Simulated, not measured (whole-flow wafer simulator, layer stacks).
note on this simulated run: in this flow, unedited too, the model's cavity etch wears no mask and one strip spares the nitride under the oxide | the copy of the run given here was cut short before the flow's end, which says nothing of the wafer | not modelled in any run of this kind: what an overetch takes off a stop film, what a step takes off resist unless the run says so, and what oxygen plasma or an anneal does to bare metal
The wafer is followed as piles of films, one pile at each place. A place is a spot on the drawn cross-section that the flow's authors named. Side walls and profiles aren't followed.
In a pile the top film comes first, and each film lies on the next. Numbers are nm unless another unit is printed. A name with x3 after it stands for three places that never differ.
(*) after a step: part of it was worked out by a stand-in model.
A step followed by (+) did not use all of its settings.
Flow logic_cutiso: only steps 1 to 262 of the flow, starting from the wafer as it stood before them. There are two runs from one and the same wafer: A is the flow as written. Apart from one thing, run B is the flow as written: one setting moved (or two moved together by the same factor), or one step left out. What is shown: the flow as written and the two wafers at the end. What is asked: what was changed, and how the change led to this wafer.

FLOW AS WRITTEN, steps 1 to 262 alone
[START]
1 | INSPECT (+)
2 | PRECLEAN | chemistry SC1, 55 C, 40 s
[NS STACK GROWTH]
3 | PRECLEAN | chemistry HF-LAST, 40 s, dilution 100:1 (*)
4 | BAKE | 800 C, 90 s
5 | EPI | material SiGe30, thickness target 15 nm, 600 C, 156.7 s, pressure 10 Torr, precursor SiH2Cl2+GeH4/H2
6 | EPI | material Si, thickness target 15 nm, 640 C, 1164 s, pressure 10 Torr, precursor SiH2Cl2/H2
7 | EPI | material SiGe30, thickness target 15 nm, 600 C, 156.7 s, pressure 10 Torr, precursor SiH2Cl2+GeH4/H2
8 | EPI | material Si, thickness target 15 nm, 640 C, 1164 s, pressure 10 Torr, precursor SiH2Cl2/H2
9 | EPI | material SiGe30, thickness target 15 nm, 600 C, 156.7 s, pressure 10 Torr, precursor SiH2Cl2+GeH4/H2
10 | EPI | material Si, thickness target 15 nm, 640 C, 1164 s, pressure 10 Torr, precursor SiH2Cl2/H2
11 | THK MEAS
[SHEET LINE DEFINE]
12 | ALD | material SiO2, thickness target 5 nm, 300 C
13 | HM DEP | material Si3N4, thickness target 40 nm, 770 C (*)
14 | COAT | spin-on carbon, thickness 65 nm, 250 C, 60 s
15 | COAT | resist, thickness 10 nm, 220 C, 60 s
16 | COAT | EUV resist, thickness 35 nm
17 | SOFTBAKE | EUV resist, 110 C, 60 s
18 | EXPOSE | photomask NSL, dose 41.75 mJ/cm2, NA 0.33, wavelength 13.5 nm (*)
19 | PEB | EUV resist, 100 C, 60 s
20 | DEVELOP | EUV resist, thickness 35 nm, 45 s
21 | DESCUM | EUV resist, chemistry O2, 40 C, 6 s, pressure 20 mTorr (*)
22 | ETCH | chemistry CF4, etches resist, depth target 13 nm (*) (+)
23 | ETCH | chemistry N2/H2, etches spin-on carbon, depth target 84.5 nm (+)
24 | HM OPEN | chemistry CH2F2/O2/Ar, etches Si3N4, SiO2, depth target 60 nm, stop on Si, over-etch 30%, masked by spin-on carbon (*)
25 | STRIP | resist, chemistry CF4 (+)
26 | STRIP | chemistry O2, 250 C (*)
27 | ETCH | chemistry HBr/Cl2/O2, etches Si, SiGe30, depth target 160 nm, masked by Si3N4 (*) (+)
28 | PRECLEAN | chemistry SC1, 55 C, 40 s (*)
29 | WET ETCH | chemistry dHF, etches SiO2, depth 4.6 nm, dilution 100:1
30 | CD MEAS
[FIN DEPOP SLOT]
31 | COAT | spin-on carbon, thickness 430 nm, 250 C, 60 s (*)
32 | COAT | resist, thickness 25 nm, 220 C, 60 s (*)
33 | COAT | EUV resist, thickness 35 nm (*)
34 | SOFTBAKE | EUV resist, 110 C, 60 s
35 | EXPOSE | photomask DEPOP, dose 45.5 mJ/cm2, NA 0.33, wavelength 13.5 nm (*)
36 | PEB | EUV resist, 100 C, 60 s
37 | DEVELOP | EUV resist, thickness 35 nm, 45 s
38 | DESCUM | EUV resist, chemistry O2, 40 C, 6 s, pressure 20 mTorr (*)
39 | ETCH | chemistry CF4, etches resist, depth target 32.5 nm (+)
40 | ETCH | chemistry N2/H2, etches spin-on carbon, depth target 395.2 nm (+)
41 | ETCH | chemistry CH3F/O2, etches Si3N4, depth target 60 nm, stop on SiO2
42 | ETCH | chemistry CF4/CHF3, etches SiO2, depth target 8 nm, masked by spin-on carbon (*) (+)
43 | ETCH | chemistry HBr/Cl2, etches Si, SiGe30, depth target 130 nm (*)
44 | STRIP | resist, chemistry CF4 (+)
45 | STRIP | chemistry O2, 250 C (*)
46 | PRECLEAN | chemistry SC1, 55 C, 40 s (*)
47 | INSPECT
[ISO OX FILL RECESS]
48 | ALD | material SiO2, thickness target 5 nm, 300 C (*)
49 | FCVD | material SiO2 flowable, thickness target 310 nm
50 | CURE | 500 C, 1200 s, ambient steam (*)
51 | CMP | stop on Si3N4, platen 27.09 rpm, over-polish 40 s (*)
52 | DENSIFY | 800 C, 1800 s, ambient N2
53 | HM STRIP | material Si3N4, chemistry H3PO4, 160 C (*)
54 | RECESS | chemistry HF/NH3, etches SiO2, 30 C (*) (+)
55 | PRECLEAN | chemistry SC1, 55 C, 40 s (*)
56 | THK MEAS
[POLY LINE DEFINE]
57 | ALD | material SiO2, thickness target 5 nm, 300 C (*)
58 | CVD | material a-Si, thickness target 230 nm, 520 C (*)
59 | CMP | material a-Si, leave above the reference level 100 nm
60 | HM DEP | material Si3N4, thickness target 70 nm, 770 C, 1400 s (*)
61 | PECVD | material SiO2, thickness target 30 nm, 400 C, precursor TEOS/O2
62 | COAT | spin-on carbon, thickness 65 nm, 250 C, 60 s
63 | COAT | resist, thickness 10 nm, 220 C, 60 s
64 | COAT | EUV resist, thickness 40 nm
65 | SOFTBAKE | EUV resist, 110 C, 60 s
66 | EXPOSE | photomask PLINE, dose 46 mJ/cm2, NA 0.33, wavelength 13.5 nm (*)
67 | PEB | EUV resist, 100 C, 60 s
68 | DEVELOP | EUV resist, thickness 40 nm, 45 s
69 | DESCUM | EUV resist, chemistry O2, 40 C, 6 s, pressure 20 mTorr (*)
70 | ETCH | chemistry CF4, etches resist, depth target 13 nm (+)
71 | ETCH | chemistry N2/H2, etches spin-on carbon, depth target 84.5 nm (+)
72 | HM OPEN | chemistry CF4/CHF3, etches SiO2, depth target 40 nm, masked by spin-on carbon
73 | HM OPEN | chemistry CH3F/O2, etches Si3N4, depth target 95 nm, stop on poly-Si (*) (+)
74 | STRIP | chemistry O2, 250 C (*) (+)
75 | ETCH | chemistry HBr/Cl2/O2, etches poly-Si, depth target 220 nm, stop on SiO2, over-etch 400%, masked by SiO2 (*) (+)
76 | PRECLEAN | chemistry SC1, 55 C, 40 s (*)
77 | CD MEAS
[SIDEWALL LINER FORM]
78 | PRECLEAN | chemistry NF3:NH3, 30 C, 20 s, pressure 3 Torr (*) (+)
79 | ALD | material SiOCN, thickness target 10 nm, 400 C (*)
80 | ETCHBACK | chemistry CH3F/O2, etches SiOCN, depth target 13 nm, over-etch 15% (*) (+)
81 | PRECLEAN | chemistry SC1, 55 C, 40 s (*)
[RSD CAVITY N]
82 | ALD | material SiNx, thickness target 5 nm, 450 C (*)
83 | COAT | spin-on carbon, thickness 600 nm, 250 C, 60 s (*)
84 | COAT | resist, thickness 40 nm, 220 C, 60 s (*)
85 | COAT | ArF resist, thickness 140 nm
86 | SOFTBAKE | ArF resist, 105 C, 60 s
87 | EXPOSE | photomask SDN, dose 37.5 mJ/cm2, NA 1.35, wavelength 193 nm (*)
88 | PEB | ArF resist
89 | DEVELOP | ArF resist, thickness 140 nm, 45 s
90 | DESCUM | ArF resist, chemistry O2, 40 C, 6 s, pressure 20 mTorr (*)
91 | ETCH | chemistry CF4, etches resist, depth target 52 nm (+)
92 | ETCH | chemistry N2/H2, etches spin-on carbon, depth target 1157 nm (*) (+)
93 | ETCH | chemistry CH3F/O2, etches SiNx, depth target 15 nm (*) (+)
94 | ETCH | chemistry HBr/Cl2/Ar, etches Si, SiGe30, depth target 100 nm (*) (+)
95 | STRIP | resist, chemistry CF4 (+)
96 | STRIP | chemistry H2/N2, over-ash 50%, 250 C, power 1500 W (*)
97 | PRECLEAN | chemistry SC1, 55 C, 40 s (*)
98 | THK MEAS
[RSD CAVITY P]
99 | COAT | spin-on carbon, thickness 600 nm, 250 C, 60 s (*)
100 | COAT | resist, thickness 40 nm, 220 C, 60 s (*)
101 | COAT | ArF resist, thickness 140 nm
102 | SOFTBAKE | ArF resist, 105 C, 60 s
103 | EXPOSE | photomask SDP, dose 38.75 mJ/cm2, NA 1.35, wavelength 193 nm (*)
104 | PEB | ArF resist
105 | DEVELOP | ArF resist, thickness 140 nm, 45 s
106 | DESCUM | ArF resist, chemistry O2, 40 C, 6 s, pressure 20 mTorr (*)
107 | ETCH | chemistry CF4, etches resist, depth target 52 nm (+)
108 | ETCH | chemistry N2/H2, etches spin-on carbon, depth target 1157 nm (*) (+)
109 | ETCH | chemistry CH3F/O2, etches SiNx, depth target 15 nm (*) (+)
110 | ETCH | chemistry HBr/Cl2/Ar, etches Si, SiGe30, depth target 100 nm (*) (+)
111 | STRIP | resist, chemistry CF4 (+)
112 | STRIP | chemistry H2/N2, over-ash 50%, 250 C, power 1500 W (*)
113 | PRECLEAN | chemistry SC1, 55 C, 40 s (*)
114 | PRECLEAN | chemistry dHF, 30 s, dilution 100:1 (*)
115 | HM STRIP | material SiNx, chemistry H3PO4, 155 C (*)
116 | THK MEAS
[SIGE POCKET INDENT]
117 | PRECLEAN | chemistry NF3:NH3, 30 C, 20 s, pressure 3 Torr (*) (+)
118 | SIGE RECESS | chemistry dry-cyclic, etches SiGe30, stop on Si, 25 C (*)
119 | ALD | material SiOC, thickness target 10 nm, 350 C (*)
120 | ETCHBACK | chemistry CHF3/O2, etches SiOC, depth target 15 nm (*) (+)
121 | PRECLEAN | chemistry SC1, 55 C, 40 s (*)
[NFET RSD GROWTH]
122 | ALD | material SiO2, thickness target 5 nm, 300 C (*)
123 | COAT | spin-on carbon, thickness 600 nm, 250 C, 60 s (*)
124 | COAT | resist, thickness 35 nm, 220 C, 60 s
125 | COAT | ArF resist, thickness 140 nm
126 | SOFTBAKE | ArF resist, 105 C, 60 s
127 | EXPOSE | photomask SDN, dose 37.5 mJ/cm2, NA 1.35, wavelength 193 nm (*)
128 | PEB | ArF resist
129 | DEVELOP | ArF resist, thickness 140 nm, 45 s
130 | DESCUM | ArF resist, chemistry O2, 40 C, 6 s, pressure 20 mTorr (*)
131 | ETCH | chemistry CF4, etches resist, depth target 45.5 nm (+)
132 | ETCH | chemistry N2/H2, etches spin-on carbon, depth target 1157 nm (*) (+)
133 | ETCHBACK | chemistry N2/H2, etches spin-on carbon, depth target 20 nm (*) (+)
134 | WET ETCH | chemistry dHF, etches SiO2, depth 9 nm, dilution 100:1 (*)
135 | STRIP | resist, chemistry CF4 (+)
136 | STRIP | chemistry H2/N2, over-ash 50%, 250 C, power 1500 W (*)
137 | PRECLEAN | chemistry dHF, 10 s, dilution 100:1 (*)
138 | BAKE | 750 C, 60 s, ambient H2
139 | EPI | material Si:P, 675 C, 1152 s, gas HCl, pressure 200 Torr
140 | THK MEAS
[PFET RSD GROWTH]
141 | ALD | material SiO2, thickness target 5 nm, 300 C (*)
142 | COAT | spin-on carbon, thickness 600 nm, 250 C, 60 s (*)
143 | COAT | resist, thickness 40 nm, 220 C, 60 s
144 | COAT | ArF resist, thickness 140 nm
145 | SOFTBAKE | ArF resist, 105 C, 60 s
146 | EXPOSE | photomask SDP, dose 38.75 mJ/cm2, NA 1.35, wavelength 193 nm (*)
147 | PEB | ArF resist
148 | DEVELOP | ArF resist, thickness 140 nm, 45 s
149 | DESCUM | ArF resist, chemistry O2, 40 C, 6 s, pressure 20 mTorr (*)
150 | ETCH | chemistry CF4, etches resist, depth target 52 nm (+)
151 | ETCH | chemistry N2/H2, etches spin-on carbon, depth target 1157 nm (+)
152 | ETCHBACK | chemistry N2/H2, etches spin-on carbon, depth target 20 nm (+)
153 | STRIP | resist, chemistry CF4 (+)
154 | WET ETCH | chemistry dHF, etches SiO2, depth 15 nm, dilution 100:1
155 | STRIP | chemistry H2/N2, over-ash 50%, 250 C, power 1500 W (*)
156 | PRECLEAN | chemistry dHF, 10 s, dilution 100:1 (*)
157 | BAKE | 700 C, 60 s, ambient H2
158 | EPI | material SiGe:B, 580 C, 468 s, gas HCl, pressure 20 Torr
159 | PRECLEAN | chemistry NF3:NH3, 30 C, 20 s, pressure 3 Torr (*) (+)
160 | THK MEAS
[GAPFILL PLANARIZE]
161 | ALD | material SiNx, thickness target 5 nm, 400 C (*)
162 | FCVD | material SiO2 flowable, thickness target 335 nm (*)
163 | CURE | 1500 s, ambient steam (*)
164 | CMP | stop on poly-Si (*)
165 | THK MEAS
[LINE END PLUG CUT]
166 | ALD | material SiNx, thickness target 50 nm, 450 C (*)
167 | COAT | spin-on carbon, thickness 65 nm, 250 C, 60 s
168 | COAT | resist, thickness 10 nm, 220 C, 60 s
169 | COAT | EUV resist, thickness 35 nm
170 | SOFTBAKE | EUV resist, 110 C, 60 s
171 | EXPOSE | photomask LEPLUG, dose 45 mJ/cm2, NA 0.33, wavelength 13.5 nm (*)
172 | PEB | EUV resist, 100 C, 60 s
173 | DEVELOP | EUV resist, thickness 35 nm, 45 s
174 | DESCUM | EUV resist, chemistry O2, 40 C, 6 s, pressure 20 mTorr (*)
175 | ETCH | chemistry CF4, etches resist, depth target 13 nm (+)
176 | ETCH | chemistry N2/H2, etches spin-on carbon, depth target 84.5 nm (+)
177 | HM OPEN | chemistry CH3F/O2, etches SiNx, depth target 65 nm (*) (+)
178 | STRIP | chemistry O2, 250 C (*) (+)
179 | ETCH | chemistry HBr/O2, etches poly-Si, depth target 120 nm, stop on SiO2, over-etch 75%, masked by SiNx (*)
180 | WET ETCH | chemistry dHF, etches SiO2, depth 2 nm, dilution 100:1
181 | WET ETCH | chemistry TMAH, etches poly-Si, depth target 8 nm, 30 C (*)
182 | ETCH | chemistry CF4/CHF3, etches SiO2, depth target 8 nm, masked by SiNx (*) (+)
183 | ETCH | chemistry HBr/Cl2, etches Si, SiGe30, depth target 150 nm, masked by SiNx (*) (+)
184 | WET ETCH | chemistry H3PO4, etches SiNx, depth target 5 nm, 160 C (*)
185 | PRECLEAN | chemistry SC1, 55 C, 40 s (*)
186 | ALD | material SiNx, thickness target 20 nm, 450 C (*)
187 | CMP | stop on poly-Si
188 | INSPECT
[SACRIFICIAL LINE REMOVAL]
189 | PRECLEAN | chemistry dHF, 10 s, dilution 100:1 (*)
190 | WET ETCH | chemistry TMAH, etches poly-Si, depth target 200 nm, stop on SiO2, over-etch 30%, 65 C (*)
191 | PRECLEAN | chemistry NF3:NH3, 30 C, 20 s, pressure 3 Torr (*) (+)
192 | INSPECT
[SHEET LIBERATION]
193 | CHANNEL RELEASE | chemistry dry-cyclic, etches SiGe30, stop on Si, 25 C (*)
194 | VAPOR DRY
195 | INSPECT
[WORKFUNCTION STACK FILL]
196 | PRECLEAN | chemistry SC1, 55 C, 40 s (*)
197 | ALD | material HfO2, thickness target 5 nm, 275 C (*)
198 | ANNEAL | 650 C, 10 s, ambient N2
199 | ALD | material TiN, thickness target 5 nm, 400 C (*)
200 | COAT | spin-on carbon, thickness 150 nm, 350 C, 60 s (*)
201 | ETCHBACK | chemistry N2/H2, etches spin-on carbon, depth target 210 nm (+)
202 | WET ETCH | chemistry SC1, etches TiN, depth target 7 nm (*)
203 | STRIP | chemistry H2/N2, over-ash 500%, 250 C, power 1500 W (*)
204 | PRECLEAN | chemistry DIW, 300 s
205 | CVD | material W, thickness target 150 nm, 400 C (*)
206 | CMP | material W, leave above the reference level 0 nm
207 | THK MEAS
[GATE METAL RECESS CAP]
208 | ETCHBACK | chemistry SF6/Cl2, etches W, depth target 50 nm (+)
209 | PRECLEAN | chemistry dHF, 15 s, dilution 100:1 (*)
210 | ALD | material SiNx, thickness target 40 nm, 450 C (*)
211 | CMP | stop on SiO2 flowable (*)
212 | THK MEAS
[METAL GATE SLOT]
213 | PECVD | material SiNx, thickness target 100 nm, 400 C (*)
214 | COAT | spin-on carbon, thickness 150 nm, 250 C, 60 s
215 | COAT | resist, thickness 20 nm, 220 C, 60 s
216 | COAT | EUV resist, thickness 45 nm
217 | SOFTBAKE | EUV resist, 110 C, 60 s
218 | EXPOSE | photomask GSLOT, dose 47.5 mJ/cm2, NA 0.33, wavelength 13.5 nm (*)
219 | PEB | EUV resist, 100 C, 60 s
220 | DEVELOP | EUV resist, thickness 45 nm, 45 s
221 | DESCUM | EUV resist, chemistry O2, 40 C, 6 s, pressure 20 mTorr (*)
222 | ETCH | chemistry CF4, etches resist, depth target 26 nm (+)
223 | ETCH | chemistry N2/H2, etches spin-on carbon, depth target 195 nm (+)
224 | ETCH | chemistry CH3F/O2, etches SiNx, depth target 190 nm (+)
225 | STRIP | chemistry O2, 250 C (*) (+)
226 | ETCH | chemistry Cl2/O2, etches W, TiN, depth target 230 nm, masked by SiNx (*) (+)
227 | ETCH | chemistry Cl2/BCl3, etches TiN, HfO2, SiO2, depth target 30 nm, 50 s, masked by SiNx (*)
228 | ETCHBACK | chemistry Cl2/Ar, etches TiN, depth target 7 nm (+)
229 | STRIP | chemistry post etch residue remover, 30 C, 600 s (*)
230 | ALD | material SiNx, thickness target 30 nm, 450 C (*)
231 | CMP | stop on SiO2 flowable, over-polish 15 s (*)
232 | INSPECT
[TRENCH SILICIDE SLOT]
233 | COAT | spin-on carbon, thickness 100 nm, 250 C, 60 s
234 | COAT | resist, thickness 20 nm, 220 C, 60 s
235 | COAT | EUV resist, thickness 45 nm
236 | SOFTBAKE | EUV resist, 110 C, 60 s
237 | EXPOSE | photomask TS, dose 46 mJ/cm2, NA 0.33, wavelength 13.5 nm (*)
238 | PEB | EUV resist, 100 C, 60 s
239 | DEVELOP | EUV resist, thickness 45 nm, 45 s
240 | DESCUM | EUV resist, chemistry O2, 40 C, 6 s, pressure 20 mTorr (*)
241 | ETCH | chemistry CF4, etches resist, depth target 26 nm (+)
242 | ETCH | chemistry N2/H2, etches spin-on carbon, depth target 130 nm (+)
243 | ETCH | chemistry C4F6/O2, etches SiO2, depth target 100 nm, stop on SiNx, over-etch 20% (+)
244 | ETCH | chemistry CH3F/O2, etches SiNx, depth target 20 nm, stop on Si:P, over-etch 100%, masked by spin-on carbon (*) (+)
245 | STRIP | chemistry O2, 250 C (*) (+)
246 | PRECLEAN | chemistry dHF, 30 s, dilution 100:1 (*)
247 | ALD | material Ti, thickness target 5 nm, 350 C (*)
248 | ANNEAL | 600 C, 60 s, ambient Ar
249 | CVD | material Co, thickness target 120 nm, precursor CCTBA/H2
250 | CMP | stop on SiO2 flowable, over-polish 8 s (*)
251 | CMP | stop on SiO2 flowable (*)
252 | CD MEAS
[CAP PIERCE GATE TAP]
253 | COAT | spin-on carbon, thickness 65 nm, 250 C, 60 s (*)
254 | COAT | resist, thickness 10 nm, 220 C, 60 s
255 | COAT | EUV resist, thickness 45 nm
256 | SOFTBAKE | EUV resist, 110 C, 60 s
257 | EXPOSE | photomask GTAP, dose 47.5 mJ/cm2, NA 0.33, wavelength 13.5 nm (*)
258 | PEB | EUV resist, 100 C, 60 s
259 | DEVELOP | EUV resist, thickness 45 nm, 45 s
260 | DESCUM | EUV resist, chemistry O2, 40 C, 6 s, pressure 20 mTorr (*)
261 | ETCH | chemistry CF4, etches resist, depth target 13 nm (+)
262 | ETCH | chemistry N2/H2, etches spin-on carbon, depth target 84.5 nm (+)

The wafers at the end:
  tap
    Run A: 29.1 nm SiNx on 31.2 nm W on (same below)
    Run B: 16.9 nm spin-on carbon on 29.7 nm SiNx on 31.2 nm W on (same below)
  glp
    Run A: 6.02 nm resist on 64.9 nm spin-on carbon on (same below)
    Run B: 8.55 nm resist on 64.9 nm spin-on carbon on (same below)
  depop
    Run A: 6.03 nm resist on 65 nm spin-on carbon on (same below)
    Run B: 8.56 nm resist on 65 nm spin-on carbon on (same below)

Cause: step 262, ETCH: depth target 46.5 nm was run, whereas the flow has depth target 84.5 nm.

Step by step, how the change led to this:
  262 | ETCH | chemistry N2/H2, etches spin-on carbon, depth target 84.5 nm (+)
      tap: A -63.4 spin-on carbon (all of it), -0.59 SiNx | B -46.5 spin-on carbon
      depop, dpovl, gfld and 18 more: A -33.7 EUV resist (all of it), -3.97 resist | B -33.7 EUV resist (all of it), -1.44 resist
